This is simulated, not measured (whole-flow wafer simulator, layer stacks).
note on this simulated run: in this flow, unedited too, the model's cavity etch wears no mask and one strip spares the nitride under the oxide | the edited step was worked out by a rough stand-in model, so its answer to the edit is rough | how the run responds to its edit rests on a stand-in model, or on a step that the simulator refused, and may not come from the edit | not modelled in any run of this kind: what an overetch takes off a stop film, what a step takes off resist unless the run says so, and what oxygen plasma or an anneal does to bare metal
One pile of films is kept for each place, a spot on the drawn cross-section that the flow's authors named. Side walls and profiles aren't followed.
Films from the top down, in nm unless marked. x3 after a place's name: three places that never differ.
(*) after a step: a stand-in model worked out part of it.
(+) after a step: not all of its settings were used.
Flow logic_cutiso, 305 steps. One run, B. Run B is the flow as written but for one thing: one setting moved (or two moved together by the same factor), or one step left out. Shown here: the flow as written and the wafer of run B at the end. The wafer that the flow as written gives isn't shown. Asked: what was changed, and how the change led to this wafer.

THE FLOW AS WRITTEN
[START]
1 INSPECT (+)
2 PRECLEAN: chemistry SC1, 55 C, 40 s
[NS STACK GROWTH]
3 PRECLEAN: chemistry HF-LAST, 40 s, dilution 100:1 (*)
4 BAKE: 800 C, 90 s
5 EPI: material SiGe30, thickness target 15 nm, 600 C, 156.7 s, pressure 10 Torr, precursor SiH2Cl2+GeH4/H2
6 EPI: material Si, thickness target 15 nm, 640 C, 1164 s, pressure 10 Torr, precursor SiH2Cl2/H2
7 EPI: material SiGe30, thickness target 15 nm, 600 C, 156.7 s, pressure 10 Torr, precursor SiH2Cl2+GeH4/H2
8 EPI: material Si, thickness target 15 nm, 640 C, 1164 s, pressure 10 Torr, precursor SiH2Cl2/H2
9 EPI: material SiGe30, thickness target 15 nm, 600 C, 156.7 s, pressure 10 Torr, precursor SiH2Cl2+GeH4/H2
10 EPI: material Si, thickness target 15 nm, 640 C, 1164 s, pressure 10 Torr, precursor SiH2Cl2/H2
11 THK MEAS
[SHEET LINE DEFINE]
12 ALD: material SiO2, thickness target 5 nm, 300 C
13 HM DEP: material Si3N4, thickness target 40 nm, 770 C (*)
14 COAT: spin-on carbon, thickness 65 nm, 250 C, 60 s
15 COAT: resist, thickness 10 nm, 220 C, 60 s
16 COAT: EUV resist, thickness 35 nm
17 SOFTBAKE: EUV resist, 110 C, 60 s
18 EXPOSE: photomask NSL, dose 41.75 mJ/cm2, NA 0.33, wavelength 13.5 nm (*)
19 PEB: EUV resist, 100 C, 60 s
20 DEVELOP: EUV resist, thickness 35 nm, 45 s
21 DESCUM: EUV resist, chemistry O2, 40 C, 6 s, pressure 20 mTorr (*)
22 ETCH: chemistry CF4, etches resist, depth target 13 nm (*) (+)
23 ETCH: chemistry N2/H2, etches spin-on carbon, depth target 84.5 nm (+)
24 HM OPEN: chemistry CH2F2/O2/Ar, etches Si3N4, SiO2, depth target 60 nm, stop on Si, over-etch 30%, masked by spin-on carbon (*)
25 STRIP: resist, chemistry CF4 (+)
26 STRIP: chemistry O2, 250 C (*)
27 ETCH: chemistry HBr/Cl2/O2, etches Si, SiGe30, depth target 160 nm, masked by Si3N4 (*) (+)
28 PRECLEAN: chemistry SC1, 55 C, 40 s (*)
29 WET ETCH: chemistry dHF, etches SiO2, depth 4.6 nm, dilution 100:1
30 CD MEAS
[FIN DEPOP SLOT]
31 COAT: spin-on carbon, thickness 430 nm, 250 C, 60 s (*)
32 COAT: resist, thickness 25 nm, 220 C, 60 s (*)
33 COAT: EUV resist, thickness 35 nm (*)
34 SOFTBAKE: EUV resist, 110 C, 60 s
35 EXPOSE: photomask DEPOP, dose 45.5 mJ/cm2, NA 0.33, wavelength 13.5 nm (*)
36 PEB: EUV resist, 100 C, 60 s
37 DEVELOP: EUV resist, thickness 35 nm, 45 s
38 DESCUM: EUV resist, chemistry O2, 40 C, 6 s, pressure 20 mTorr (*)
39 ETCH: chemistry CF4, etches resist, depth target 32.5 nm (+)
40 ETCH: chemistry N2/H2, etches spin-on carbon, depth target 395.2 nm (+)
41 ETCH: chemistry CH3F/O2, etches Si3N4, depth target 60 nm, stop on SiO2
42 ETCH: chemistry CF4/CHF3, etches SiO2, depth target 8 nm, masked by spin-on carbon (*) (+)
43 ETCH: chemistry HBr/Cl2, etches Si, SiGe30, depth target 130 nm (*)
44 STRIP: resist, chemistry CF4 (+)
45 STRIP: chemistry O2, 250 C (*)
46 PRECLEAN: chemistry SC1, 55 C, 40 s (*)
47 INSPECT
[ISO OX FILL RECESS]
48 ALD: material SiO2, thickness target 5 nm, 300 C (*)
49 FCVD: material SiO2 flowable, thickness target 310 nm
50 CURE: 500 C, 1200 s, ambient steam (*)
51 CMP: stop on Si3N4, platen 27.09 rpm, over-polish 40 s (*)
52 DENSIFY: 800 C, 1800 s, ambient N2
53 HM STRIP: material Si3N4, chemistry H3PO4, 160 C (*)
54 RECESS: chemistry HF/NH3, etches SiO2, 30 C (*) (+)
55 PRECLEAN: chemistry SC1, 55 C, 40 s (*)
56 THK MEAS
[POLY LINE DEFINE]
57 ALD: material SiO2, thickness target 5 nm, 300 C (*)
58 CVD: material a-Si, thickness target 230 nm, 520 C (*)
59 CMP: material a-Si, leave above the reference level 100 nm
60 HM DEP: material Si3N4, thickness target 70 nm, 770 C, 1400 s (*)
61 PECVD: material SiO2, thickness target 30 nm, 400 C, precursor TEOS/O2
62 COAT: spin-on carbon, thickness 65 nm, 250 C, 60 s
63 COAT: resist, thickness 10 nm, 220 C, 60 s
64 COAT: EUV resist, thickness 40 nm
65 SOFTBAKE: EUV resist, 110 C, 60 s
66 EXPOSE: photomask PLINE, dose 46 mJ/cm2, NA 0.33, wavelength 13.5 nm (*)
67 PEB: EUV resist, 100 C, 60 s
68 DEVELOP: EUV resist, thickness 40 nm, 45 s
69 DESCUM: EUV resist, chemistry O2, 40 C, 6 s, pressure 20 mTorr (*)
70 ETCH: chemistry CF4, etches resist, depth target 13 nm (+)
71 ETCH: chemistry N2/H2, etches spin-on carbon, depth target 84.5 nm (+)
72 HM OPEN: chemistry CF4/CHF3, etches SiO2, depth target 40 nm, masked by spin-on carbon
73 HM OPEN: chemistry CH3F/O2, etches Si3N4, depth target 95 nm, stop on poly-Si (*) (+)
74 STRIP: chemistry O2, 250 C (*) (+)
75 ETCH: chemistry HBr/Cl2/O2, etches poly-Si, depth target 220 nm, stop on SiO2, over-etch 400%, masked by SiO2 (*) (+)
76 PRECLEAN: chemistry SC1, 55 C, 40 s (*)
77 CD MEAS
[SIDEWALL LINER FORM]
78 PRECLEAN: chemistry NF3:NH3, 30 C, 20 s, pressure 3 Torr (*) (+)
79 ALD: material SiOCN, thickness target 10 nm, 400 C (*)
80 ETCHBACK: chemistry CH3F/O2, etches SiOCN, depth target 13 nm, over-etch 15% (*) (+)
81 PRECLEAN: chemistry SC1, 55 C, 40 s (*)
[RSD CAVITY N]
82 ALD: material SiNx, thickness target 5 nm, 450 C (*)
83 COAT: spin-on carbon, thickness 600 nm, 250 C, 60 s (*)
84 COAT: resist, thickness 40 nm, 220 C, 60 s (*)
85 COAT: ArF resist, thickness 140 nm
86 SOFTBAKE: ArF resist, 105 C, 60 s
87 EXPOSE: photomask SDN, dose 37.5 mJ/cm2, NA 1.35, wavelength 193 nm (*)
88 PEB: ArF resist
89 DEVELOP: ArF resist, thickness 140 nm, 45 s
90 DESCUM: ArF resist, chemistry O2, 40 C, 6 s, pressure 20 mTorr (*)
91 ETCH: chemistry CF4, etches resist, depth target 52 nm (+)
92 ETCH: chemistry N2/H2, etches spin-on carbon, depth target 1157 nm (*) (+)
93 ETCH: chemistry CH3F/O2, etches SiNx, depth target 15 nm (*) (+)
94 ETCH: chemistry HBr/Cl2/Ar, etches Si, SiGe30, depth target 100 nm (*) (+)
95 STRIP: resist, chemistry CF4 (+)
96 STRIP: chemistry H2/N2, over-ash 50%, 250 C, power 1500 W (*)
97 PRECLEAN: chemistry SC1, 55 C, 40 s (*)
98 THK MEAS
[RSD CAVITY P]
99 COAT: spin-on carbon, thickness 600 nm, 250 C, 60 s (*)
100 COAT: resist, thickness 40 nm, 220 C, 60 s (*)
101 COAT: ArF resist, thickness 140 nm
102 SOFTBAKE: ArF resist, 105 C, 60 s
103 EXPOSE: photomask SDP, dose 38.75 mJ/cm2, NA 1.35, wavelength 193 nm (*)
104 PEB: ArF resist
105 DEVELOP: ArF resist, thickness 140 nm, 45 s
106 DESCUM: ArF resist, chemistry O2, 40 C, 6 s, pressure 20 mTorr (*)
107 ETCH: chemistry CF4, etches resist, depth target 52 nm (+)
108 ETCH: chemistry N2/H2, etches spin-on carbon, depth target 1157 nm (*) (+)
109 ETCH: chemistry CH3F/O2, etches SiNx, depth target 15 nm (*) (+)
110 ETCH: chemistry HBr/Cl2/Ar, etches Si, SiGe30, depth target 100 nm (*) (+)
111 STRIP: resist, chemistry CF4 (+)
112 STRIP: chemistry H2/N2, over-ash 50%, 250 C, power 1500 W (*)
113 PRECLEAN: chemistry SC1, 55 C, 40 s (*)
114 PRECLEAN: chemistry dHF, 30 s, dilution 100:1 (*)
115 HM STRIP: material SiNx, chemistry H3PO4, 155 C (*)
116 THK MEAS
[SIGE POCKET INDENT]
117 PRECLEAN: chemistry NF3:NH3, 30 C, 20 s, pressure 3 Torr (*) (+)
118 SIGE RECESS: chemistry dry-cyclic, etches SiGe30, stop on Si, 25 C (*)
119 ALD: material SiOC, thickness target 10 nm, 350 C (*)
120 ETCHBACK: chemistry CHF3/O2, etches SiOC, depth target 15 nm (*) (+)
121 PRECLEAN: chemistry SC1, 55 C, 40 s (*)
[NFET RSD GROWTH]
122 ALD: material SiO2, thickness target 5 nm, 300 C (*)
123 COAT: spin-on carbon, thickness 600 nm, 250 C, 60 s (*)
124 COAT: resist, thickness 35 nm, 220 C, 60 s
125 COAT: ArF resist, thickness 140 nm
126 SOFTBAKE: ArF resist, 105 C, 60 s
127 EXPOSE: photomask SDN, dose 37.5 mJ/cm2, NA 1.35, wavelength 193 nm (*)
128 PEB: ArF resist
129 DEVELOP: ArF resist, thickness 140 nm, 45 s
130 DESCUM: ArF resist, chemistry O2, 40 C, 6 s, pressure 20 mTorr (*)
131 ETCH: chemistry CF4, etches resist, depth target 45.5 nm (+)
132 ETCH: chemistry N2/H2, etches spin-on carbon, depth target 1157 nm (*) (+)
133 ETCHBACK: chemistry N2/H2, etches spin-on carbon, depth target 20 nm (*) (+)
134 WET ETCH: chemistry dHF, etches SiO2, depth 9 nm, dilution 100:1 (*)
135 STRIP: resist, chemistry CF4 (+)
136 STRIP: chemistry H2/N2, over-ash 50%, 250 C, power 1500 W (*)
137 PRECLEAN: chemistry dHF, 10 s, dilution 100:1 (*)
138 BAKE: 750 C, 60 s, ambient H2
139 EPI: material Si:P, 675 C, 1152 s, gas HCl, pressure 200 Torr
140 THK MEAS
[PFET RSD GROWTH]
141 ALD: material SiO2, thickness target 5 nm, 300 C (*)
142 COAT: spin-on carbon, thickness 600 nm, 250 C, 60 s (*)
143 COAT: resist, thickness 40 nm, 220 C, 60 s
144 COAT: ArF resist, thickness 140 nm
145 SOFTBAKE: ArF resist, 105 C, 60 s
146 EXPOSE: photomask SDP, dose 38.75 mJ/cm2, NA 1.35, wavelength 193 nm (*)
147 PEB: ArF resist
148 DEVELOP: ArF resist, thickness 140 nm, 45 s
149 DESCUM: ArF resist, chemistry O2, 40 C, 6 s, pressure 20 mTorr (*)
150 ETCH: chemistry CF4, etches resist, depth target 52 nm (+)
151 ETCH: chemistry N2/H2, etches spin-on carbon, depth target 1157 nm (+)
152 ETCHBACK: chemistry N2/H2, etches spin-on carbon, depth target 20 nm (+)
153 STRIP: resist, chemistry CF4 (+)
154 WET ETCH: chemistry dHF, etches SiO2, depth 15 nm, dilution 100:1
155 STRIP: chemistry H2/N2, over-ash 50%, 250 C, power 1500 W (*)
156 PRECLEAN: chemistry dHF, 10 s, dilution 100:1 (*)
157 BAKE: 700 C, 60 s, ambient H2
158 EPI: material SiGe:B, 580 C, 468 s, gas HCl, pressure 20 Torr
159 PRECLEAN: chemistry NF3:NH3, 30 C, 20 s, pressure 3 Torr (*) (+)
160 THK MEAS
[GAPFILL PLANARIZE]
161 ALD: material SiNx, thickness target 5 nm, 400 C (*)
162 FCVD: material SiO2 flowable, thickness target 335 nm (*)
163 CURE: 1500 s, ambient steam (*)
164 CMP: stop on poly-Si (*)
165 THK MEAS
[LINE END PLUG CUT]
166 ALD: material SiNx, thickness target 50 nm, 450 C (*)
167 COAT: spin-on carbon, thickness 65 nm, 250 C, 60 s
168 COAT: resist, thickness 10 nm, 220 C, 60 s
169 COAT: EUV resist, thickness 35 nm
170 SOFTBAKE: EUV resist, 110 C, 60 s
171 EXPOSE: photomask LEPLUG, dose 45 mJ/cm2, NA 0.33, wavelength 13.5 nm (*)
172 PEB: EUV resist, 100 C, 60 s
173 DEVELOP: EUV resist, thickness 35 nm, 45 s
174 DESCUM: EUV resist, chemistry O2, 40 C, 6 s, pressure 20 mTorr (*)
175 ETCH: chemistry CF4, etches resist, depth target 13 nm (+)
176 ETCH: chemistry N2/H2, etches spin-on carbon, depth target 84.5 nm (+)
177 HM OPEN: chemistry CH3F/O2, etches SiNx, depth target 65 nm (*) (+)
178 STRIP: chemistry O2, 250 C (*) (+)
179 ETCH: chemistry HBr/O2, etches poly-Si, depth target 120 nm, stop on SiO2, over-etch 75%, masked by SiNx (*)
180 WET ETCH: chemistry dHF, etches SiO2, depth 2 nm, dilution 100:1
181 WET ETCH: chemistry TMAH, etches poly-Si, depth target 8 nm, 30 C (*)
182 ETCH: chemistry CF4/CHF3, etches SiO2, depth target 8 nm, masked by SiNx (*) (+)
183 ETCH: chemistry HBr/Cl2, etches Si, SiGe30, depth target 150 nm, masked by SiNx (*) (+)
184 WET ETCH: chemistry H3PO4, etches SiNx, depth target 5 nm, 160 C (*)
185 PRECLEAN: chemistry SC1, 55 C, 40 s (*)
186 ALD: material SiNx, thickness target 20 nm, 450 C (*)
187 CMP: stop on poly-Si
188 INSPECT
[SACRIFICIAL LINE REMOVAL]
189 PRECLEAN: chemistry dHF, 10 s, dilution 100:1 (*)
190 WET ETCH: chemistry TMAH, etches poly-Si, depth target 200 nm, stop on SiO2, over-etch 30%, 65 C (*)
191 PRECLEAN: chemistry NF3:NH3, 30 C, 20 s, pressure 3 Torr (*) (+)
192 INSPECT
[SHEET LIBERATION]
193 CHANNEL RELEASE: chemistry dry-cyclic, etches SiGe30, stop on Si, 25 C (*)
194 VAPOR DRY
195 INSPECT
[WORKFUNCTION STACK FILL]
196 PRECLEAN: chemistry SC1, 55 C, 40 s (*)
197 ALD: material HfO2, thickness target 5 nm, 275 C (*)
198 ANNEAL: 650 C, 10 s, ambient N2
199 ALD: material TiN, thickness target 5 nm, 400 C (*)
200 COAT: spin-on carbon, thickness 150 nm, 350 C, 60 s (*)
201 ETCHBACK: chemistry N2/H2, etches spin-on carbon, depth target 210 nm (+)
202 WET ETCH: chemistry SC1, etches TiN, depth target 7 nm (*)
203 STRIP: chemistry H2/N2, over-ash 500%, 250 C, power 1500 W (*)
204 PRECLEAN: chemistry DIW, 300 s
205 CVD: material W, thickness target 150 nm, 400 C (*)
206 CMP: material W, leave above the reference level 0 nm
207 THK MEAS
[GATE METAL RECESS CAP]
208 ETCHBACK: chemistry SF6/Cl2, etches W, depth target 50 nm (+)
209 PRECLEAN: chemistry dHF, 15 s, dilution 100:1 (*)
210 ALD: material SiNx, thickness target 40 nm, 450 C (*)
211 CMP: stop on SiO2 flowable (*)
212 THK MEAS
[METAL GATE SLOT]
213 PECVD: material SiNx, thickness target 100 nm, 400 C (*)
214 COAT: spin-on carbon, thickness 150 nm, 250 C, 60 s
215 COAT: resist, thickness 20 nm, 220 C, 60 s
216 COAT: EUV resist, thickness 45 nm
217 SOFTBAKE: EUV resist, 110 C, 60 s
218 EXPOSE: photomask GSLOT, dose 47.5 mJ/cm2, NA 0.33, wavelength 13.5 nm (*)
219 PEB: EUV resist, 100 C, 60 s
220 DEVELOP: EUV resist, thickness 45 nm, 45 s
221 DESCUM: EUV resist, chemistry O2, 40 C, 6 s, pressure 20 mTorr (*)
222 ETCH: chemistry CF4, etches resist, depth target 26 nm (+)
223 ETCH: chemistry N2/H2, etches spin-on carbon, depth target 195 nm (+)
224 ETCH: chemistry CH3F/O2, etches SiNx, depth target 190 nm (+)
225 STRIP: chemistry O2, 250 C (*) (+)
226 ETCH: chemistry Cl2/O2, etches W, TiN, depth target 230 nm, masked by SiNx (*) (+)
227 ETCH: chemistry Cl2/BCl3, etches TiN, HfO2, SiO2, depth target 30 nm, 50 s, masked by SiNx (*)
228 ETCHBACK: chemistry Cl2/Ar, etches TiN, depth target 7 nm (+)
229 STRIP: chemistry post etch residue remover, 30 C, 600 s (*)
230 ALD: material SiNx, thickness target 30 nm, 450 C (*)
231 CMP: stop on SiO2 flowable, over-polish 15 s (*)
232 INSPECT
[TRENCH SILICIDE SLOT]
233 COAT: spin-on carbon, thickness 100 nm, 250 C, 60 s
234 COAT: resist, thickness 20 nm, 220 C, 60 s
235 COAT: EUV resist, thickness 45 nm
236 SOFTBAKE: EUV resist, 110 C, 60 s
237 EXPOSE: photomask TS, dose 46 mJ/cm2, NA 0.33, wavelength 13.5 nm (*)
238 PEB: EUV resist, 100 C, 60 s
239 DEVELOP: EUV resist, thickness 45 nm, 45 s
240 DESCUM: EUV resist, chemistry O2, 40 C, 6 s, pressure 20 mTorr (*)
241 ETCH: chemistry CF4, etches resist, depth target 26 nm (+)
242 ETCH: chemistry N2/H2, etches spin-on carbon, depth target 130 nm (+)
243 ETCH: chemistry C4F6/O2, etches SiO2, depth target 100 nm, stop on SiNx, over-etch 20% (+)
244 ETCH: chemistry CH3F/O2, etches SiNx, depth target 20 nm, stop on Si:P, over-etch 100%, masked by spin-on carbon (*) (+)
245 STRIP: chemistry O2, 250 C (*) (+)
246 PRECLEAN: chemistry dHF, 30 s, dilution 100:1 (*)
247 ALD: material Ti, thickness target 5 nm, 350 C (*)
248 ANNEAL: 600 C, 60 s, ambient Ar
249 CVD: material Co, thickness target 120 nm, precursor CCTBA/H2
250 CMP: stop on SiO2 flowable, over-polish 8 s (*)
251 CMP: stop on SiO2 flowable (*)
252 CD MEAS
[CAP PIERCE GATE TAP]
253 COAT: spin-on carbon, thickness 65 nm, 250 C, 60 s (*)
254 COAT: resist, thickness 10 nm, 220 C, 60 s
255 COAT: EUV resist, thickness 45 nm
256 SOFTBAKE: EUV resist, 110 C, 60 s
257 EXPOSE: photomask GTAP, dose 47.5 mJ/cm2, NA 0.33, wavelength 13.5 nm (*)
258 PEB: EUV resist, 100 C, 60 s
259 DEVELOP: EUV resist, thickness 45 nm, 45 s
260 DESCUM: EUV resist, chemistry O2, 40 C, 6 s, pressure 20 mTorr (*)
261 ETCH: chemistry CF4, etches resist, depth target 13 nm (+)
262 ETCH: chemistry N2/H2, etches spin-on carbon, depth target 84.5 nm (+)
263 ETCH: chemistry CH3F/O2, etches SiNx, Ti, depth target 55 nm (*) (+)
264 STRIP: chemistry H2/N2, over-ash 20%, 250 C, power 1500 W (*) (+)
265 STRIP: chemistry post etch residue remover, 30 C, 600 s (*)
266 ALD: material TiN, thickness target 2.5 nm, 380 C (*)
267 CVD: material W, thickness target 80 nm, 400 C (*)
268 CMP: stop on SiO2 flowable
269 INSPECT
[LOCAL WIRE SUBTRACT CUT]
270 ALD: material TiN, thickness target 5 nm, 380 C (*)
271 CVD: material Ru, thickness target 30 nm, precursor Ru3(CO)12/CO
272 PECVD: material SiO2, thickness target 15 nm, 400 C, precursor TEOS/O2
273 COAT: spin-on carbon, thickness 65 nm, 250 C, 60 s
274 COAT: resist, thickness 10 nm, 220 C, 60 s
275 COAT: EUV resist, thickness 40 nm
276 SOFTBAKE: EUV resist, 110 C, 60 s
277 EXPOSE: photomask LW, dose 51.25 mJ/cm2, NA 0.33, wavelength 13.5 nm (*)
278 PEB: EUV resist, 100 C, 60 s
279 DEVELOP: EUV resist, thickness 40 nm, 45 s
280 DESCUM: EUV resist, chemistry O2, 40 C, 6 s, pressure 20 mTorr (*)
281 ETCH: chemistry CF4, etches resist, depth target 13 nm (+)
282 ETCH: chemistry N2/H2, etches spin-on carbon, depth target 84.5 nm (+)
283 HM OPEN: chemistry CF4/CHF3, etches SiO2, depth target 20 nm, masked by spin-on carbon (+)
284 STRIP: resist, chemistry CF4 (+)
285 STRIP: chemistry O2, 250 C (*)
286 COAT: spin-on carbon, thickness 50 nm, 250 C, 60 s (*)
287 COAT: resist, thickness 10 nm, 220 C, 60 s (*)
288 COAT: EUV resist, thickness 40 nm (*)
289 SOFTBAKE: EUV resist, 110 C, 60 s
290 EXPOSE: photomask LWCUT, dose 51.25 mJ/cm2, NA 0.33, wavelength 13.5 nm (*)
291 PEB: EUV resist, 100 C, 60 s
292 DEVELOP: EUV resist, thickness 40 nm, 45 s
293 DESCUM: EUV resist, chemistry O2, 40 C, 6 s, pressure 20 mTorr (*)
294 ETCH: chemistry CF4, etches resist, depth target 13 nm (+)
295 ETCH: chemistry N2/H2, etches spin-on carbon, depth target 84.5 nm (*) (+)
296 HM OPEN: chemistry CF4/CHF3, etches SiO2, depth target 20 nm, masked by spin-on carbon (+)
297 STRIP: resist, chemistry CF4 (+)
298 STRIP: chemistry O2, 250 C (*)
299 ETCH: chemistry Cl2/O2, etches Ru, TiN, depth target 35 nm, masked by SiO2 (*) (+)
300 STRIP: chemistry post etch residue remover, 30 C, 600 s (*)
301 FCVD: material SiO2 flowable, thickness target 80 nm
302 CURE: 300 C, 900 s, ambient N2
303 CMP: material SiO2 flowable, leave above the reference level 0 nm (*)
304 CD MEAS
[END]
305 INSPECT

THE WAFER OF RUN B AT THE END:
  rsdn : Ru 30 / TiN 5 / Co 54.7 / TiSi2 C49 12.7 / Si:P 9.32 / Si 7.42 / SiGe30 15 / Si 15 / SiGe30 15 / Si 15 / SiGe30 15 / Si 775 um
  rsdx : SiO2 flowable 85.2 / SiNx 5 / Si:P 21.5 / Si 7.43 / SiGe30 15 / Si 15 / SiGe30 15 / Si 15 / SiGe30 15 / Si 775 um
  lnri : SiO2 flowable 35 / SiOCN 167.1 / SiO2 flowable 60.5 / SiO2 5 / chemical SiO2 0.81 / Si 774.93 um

The cause: step 92, ETCH: depth target 694.2 nm was run, where the flow has depth target 1157 nm.

How the change led to this, step by step:
  92 ETCH: chemistry N2/H2, etches spin-on carbon, depth target 1157 nm (*) (+)
      rsdn, rsdx: spin-on carbon -694.2 (as written it would be: spin-on carbon -710.5 (all of it), SiNx -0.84)
      depop, dpovl, gfld and 12 more: ArF resist -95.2 (all of it), resist -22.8 (as written it would be: ArF resist -95.2 (all of it), resist -26.2)
      (and at 5 more places)
  93 ETCH: chemistry CH3F/O2, etches SiNx, depth target 15 nm (*) (+)
      rsdn, rsdx: spin-on carbon -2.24 (as written it would be: SiNx -4.16 (all of it))
      gl, gxn: SiNx -3.13 (all of it), SiO2 -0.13 (as written it would be: SiNx -2.12 (all of it), SiO2 -0.17)
      (and at 3 more places)
  94 ETCH: chemistry HBr/Cl2/Ar, etches Si, SiGe30, depth target 100 nm (*) (+)
      rsdn, rsdx: nothing (as written it would be: chemical SiO2 -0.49 (all of it), Si -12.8 (all of it), SiGe30 -15 (all of it), Si -15 (all of it), SiGe30 -15 (all of it), Si -15 (all of it), SiGe30 -15 (all of it), Si -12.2)
  95 STRIP: resist, chemistry CF4 (+)
      gl, gxn, tap: SiO2 -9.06 (as written it would be: nothing)
      lnr: SiOCN -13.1 (as written it would be: nothing)
      (and at 16 more places)
  96 STRIP: chemistry H2/N2, over-ash 50%, 250 C, power 1500 W (*)
      rsdn, rsdx: spin-on carbon -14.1 (all of it) (as written it would be: nothing)
  99 COAT: spin-on carbon, thickness 600 nm, 250 C, 60 s (*)
      rsdp, rsdw: spin-on carbon +712.7 (new film) (as written it would be: spin-on carbon +697.7 (new film))
      gfld: spin-on carbon +524.8 (new film) (as written it would be: spin-on carbon +509.8 (new film))
      (and at 13 more places)
  108 ETCH: chemistry N2/H2, etches spin-on carbon, depth target 1157 nm (*) (+)
      depop, dpovl, gfld and 14 more: ArF resist -95.2 (all of it), resist -26 (as written it would be: ArF resist -95.2 (all of it), resist -25.2)
      rsdp, rsdw: spin-on carbon -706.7 (all of it), SiNx -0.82 (as written it would be: spin-on carbon -691.7 (all of it), SiNx -0.73)
      (and at 3 more places)
  111 STRIP: resist, chemistry CF4 (+)
      depop, dpovl, gfld and 6 more: resist -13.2 (all of it) (as written it would be: resist -14 (all of it))
      gl, gxf, gxn, lnr, lnrt, rsdn, rsdx: resist -13.2 (all of it) (as written it would be: resist -14.1 (all of it))
      (and at 1 more place)
  112 STRIP: chemistry H2/N2, over-ash 50%, 250 C, power 1500 W (*)
      gfld: spin-on carbon -524.8 (all of it) (as written it would be: spin-on carbon -509.8 (all of it))
      gl: spin-on carbon -539.1 (all of it) (as written it would be: spin-on carbon -514.9 (all of it))
      (and at 9 more places)
  114 PRECLEAN: chemistry dHF, 30 s, dilution 100:1 (*)
      gl, gxn, tap: SiO2 -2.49 (all of it), Si3N4 -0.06 (as written it would be: SiO2 -4.88)
      rsdn, rsdx: SiNx -1 (as written it would be: chemical SiO2 -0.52 (all of it))
  115 HM STRIP: material SiNx, chemistry H3PO4, 155 C (*)
      gl, gxn, tap: Si3N4 -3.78 (as written it would be: SiO2 -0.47)
      rsdn, rsdx: SiNx -3.99 (all of it), chemical SiO2 +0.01 (as written it would be: chemical SiO2 +0.5 (new film), Si -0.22)
  117 PRECLEAN: chemistry NF3:NH3, 30 C, 20 s, pressure 3 Torr (*) (+)
      gl, gxn, tap: Si3N4 -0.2 (as written it would be: SiO2 -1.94)
  119 ALD: material SiOC, thickness target 10 nm, 350 C (*)
      gxn: SiOC +10 (new film) (as written it would be: SiOC +11 (new film))
  120 ETCHBACK: chemistry CHF3/O2, etches SiOC, depth target 15 nm (*) (+)
      gl, tap: SiOC -10 (all of it), Si3N4 -3.85 (as written it would be: SiOC -10 (all of it), SiO2 -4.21 (all of it), Si3N4 -0.61)
      rsdn, rsdx: SiOC -10 (all of it), Si -0.81 (as written it would be: SiOC -10 (all of it))
      (and at 1 more place)
  122 ALD: material SiO2, thickness target 5 nm, 300 C (*)
      gxn: SiO2 +5 (new film) (as written it would be: SiO2 +6.76 (new film))
  123 COAT: spin-on carbon, thickness 600 nm, 250 C, 60 s (*)
      gfld, gxf, lnrp, plug: spin-on carbon +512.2 (new film) (as written it would be: spin-on carbon +501.8 (new film))
      gl, tap: spin-on carbon +525 (new film) (as written it would be: spin-on carbon +507 (new film))
      (and at 8 more places)
  ... 11 more steps ...
  164 CMP: stop on poly-Si (*)
      gxn: SiO2 flowable -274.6 (all of it), SiNx -5 (all of it), Si3N4 -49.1 (all of it) (as written it would be: SiO2 flowable -264.5 (all of it), SiNx -5 (all of it), SiO2 -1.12 (all of it), Si3N4 -60.3 (all of it))
      gl: SiO2 flowable -274.6 (all of it), SiNx -5 (all of it), Si3N4 -49.1 (all of it) (as written it would be: SiO2 flowable -270.7 (all of it), SiNx -5 (all of it), Si3N4 -55.3 (all of it))
      (and at 3 more places)
